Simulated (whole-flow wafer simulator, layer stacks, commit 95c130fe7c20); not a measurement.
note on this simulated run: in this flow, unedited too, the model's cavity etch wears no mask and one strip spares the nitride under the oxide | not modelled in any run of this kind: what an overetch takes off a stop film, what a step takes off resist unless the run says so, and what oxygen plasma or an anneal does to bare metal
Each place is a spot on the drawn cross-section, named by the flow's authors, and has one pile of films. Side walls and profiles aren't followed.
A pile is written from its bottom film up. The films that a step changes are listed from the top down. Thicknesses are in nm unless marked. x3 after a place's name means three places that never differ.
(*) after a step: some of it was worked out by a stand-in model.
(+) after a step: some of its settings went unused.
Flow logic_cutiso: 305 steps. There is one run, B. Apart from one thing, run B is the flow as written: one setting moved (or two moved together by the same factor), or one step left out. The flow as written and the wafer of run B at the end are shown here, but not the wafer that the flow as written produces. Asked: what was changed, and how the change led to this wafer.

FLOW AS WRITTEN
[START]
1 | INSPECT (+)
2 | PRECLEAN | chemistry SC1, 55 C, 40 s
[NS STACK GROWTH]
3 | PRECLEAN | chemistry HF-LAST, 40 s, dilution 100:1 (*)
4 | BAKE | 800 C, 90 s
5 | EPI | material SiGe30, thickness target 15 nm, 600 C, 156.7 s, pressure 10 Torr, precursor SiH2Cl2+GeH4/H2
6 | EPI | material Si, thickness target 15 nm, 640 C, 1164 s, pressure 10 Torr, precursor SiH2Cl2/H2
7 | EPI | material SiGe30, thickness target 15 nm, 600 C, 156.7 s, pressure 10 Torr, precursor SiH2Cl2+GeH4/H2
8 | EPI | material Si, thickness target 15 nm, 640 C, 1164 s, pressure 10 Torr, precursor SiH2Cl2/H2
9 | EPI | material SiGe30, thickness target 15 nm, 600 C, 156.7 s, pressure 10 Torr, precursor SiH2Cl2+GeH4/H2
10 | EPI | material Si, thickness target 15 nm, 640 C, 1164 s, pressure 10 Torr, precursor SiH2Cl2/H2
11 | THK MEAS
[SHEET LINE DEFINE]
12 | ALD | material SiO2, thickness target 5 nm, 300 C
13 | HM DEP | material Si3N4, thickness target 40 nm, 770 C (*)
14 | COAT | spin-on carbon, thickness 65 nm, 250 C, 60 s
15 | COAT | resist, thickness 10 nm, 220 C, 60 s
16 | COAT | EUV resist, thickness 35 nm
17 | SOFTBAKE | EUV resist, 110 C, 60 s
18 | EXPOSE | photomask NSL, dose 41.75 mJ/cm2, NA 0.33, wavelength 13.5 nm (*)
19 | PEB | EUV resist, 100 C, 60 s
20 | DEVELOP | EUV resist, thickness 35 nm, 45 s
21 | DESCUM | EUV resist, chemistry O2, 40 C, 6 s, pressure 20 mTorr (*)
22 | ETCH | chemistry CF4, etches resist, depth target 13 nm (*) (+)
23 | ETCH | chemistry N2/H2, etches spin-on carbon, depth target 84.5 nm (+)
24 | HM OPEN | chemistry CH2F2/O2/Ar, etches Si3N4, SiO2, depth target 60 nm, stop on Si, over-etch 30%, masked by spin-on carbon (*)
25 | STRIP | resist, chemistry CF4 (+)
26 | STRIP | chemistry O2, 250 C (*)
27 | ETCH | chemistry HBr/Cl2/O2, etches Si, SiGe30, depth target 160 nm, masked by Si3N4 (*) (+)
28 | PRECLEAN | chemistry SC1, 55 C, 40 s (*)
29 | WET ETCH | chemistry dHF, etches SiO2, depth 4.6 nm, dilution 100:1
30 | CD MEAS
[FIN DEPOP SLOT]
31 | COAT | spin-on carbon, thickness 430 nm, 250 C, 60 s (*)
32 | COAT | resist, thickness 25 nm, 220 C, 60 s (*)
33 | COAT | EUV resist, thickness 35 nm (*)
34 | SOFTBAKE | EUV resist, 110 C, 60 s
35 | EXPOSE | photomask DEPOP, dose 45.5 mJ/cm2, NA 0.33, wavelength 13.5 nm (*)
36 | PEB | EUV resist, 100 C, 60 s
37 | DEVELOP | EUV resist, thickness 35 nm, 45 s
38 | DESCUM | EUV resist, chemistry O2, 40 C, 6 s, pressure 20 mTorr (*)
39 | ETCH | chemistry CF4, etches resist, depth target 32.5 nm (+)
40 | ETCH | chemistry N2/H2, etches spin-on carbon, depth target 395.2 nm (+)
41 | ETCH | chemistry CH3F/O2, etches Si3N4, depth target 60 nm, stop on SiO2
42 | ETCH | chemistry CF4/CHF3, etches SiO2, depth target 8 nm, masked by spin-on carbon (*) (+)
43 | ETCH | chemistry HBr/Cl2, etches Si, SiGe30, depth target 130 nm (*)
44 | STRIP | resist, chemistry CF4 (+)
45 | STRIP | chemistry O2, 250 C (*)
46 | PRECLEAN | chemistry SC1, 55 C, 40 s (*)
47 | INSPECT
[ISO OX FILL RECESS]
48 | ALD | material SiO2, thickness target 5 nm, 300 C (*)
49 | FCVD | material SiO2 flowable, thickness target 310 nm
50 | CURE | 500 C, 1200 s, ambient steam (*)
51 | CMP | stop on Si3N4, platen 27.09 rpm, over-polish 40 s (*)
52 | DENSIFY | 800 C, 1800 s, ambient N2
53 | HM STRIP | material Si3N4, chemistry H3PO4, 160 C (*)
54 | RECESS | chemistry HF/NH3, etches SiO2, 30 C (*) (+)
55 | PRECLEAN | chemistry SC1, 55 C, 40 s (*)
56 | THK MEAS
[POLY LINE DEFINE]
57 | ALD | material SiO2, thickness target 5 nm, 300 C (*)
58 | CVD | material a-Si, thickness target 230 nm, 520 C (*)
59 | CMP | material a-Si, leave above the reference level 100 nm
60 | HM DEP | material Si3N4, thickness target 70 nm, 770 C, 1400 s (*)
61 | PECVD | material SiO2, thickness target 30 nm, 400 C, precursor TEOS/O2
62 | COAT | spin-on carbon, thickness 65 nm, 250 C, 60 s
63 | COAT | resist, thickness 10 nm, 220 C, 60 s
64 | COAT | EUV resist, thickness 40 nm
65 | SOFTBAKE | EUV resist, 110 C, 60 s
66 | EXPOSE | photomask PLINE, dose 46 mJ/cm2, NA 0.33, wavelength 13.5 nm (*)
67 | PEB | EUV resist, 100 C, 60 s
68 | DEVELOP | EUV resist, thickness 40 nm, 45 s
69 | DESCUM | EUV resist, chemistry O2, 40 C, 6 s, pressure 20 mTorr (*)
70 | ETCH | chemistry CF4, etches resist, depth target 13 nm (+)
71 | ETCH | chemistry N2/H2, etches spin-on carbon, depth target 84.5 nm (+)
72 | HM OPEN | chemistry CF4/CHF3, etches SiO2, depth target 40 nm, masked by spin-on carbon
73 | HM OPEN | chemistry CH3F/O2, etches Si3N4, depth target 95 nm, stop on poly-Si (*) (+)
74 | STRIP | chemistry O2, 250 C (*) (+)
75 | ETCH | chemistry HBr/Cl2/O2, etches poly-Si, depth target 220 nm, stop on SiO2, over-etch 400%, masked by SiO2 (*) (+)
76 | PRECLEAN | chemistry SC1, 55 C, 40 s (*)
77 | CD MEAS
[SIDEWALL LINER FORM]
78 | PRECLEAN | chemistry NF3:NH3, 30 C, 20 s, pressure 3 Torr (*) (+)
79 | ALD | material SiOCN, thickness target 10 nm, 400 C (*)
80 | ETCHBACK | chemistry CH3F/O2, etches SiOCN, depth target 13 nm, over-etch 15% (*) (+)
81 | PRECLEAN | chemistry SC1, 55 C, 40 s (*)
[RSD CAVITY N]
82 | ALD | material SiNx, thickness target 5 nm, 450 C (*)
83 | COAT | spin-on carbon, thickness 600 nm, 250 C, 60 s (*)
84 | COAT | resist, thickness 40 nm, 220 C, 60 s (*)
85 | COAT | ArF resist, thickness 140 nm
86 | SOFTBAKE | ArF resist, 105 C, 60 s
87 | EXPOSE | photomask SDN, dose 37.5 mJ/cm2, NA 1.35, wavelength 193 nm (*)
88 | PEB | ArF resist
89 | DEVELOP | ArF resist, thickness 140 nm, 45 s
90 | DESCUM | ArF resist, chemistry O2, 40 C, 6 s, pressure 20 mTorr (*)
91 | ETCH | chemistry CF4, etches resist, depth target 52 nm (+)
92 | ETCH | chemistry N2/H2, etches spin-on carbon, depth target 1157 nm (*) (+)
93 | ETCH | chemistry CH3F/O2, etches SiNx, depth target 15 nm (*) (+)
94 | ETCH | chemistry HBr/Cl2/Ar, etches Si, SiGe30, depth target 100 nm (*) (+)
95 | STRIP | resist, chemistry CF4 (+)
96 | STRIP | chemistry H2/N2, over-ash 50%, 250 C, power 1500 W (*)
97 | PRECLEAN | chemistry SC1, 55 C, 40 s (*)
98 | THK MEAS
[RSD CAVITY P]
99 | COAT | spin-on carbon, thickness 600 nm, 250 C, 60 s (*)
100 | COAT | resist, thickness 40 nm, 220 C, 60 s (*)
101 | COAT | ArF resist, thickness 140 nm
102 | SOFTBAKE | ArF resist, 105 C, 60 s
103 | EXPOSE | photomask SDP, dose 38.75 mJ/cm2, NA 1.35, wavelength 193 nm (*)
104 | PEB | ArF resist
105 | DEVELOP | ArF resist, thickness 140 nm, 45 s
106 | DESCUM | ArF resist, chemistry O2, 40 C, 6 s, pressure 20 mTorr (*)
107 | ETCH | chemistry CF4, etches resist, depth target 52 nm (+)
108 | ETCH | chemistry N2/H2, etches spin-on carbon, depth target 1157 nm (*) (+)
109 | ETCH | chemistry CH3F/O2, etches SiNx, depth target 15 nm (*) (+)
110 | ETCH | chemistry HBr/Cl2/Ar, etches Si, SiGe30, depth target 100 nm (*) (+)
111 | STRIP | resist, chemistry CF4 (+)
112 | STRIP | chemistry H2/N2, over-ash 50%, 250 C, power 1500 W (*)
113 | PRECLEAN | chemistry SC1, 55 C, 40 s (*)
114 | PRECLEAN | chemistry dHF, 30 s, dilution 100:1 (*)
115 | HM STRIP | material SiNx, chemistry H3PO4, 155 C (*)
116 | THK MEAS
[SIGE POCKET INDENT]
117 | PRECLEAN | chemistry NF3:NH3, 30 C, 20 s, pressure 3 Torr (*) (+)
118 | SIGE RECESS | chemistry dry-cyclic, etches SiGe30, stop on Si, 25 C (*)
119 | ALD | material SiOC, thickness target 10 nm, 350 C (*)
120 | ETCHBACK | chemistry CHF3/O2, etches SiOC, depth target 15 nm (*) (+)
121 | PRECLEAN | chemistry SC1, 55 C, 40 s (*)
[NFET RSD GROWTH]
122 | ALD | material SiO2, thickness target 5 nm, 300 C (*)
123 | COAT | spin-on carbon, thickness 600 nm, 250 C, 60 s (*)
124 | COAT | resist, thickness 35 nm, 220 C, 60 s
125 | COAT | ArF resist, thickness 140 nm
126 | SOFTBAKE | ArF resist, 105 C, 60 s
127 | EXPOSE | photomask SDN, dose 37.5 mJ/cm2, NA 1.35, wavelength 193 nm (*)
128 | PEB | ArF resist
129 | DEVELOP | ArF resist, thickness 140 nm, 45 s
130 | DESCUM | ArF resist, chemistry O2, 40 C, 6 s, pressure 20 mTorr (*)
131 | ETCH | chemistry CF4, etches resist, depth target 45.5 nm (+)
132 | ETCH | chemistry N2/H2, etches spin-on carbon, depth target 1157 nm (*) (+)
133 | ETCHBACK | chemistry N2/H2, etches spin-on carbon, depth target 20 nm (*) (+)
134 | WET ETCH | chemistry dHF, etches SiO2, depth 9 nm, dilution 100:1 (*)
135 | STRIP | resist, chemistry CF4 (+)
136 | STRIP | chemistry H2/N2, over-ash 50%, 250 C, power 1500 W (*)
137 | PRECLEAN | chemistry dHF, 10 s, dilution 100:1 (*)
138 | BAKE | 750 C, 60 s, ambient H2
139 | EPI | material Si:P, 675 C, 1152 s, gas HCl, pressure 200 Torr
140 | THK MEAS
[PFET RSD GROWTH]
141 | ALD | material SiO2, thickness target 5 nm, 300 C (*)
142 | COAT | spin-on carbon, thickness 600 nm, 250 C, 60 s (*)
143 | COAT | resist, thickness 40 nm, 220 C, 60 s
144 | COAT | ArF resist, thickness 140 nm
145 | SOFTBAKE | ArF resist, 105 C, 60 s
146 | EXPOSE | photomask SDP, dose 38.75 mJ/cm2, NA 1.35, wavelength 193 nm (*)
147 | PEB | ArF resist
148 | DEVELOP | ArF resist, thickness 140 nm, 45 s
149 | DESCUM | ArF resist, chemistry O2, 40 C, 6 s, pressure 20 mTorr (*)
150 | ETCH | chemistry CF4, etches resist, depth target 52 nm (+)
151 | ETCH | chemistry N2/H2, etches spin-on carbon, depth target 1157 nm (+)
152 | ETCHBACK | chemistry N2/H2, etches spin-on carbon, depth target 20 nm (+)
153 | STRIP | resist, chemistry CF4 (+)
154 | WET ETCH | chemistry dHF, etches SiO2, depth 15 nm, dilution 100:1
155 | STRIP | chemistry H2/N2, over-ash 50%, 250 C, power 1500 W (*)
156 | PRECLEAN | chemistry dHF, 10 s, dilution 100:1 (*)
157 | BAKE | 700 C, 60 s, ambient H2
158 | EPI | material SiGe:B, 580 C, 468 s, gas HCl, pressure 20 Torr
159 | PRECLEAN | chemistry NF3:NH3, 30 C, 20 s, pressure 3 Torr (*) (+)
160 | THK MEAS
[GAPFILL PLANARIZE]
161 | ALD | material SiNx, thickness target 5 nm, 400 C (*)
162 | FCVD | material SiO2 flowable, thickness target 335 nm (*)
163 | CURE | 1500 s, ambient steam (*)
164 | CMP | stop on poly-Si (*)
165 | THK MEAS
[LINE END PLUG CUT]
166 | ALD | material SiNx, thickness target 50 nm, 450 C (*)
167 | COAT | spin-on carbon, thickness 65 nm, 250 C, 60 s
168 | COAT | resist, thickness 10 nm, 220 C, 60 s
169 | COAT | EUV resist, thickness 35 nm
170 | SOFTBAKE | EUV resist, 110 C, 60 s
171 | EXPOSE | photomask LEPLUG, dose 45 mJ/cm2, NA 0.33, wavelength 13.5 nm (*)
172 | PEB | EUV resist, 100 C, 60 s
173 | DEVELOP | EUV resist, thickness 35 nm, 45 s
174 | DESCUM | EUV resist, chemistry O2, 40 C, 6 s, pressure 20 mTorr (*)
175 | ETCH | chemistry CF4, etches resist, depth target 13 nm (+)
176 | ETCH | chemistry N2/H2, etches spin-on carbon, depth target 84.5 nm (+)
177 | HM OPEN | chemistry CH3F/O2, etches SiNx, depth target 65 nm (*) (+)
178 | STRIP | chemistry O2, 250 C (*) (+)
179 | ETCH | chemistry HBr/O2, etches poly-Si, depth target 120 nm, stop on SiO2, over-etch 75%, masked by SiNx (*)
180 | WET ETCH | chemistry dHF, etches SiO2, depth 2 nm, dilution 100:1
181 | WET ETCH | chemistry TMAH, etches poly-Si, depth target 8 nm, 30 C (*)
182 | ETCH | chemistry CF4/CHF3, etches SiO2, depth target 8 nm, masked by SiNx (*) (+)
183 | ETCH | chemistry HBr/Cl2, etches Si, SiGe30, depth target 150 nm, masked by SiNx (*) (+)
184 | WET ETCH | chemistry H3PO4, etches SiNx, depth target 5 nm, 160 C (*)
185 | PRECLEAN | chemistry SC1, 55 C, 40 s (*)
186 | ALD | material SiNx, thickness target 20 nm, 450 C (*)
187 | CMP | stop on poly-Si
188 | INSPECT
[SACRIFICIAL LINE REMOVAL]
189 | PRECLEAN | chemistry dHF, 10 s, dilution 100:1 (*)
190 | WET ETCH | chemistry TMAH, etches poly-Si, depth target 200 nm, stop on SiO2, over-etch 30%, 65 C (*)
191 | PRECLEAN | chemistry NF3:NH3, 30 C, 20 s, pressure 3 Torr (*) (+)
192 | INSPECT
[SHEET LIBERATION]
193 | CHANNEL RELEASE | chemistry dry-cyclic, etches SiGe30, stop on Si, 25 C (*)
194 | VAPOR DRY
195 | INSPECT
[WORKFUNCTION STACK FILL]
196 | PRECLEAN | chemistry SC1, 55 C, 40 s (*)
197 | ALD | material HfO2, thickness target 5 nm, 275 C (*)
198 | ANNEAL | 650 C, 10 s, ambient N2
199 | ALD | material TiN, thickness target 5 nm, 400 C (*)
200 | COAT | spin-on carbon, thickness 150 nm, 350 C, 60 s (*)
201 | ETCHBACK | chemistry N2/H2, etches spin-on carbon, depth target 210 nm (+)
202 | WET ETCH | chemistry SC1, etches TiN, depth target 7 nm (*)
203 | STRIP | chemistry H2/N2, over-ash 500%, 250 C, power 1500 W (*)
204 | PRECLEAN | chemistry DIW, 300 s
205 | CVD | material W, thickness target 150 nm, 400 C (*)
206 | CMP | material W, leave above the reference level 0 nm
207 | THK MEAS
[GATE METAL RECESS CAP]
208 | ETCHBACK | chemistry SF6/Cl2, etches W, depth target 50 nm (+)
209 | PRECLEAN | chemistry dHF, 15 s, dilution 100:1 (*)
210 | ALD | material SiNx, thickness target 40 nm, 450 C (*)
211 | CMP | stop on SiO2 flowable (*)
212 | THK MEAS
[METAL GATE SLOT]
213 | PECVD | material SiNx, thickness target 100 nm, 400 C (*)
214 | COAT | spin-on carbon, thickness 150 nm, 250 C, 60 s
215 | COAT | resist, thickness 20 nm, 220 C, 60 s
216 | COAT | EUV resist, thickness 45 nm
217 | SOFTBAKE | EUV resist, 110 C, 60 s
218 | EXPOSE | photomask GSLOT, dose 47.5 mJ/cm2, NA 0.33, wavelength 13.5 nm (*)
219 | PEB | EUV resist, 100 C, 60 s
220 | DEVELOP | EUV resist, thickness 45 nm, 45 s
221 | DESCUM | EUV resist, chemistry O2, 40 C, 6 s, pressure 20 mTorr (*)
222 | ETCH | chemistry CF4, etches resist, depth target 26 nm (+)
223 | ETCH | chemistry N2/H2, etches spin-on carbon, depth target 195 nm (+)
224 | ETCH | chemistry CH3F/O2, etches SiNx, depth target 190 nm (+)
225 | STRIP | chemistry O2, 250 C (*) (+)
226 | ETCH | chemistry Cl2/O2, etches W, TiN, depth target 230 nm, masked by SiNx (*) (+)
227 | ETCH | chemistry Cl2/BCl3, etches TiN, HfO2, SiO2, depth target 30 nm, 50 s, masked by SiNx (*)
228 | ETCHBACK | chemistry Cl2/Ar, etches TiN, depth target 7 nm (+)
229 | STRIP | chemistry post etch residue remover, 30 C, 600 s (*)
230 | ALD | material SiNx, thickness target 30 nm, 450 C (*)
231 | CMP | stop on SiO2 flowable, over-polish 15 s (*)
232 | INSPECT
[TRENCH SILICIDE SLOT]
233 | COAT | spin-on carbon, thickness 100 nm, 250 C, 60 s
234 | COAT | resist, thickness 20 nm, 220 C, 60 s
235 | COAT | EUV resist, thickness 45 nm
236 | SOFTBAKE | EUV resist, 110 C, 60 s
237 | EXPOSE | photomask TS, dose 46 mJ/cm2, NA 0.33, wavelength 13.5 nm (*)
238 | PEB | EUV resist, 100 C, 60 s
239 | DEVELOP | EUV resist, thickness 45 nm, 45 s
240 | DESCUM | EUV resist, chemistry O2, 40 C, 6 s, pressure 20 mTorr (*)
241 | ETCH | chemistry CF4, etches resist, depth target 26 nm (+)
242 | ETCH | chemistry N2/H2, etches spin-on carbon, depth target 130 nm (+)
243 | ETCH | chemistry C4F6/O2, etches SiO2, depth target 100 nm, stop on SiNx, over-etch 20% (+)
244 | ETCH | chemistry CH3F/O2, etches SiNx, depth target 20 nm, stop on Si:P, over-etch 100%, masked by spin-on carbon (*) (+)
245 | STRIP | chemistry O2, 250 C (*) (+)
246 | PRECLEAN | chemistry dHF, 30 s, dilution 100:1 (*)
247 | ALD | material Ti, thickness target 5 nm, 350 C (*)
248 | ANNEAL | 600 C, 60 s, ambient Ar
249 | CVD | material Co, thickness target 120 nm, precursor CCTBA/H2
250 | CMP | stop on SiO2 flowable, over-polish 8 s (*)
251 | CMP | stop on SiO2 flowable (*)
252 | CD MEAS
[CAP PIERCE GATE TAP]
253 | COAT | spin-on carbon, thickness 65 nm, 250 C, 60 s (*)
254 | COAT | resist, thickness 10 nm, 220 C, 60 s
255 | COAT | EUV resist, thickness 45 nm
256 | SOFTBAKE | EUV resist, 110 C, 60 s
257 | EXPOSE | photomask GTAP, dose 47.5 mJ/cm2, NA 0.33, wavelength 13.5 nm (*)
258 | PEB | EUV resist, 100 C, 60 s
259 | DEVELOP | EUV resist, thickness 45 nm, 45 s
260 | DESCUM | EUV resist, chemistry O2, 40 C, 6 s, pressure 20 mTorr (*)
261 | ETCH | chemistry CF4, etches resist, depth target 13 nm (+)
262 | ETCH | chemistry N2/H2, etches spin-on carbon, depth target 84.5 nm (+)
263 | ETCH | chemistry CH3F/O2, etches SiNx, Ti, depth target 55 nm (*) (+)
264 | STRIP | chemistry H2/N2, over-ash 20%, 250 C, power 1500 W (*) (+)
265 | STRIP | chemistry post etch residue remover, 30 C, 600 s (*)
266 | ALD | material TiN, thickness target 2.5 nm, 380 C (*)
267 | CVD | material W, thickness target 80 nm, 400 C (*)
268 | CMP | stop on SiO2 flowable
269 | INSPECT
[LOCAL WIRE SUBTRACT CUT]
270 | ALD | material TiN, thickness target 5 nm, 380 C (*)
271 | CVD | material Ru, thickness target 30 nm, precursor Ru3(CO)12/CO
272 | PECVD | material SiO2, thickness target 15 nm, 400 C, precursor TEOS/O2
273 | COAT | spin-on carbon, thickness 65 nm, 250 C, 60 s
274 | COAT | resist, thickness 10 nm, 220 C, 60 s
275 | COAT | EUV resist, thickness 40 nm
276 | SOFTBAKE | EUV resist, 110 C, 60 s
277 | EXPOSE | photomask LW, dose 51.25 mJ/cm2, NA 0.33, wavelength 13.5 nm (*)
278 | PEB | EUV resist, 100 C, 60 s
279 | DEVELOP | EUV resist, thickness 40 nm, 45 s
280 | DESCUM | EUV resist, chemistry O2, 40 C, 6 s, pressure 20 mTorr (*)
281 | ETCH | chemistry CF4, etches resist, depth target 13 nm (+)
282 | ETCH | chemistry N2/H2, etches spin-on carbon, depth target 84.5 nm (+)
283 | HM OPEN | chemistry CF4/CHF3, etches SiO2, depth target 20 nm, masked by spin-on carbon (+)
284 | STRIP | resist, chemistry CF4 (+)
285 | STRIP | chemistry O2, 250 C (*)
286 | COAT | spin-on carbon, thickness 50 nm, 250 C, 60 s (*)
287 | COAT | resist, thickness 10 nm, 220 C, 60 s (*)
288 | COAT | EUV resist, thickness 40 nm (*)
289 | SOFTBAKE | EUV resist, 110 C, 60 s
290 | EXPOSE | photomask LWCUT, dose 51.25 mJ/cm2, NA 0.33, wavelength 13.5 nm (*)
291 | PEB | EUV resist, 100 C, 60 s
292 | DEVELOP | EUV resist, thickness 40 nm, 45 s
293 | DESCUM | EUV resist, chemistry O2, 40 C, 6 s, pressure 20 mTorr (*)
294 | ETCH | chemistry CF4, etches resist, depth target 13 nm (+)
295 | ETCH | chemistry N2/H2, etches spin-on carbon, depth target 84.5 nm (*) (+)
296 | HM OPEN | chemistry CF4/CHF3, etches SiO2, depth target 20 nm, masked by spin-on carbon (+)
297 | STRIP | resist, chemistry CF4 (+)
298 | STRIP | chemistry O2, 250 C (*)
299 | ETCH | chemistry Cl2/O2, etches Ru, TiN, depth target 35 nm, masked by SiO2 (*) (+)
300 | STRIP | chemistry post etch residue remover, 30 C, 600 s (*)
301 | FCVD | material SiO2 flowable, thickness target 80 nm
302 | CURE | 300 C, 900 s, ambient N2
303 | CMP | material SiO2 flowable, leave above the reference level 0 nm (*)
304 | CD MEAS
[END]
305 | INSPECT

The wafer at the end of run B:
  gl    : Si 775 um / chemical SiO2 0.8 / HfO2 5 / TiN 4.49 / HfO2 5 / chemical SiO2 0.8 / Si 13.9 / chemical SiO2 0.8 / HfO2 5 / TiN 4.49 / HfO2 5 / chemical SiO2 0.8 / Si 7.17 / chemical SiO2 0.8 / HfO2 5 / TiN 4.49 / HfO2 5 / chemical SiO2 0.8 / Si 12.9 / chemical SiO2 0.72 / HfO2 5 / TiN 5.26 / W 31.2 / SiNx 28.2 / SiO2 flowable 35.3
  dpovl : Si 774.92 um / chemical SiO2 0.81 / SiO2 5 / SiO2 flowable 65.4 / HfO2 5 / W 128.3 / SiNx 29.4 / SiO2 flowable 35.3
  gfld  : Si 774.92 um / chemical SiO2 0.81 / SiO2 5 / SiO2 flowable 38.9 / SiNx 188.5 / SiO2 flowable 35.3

What caused this: step 8, EPI: thickness target 8.2 nm was run, though the flow has thickness target 15 nm; step 8, EPI: 640.4 s was run, where the flow has 1164 s.

Step by step, how the change led to this:
  8 | EPI | material Si, thickness target 15 nm, 640 C, 1164 s, pressure 10 Torr, precursor SiH2Cl2/H2
      depop, dpovl, gfld and 19 more: +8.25 Si (new film) (as written it would have been: +15 Si (new film))
  27 | ETCH | chemistry HBr/Cl2/O2, etches Si, SiGe30, depth target 160 nm, masked by Si3N4 (*) (+)
      gfld, gxf, iso, lnri: -0.79 chemical SiO2 (all of it), -11.4 Si (all of it), -15 SiGe30 (all of it), -8.25 Si (all of it), -15 SiGe30 (all of it), -15 Si (all of it), -15 SiGe30 (all of it), -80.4 Si (as written it would have been: -0.79 chemical SiO2 (all of it), -11.4 Si (all of it), -15 SiGe30 (all of it), -15 Si (all of it), -15 SiGe30 (all of it), -15 Si (all of it), -15 SiGe30 (all of it), -73.6 Si)
      dpovl, nsgap: -0.79 chemical SiO2 (all of it), -11.8 Si (all of it), -15 SiGe30 (all of it), -8.25 Si (all of it), -15 SiGe30 (all of it), -15 Si (all of it), -15 SiGe30 (all of it), -80 Si (as written it would have been: -0.79 chemical SiO2 (all of it), -11.8 Si (all of it), -15 SiGe30 (all of it), -15 Si (all of it), -15 SiGe30 (all of it), -15 Si (all of it), -15 SiGe30 (all of it), -73.2 Si)
      (and at 1 other place as well)
  43 | ETCH | chemistry HBr/Cl2, etches Si, SiGe30, depth target 130 nm (*)
      depop: -14 Si (all of it), -15 SiGe30 (all of it), -8.25 Si (all of it), -15 SiGe30 (all of it), -15 Si (all of it), -15 SiGe30 (all of it), -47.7 Si (as written it would have been: -14 Si (all of it), -15 SiGe30 (all of it), -15 Si (all of it), -15 SiGe30 (all of it), -15 Si (all of it), -15 SiGe30 (all of it), -41 Si)
  94 | ETCH | chemistry HBr/Cl2/Ar, etches Si, SiGe30, depth target 100 nm (*) (+)
      rsdn, rsdx: -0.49 chemical SiO2 (all of it), -12.8 Si (all of it), -15 SiGe30 (all of it), -8.25 Si (all of it), -15 SiGe30 (all of it), -15 Si (all of it), -15 SiGe30 (all of it), -18.9 Si (as written it would have been: -0.49 chemical SiO2 (all of it), -12.8 Si (all of it), -15 SiGe30 (all of it), -15 Si (all of it), -15 SiGe30 (all of it), -15 Si (all of it), -15 SiGe30 (all of it), -12.2 Si)
  110 | ETCH | chemistry HBr/Cl2/Ar, etches Si, SiGe30, depth target 100 nm (*) (+)
      rsdp, rsdw: -0.49 chemical SiO2 (all of it), -12.8 Si (all of it), -15 SiGe30 (all of it), -8.25 Si (all of it), -15 SiGe30 (all of it), -15 Si (all of it), -15 SiGe30 (all of it), -18.9 Si (as written it would have been: -0.49 chemical SiO2 (all of it), -12.8 Si (all of it), -15 SiGe30 (all of it), -15 Si (all of it), -15 SiGe30 (all of it), -15 Si (all of it), -15 SiGe30 (all of it), -12.2 Si)
  183 | ETCH | chemistry HBr/Cl2, etches Si, SiGe30, depth target 150 nm, masked by SiNx (*) (+)
      plug: -13.6 Si (all of it), -15 SiGe30 (all of it), -8.25 Si (all of it), -15 SiGe30 (all of it), -15 Si (all of it), -15 SiGe30 (all of it), -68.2 Si (as written it would have been: -13.6 Si (all of it), -15 SiGe30 (all of it), -15 Si (all of it), -15 SiGe30 (all of it), -15 Si (all of it), -15 SiGe30 (all of it), -61.4 Si)
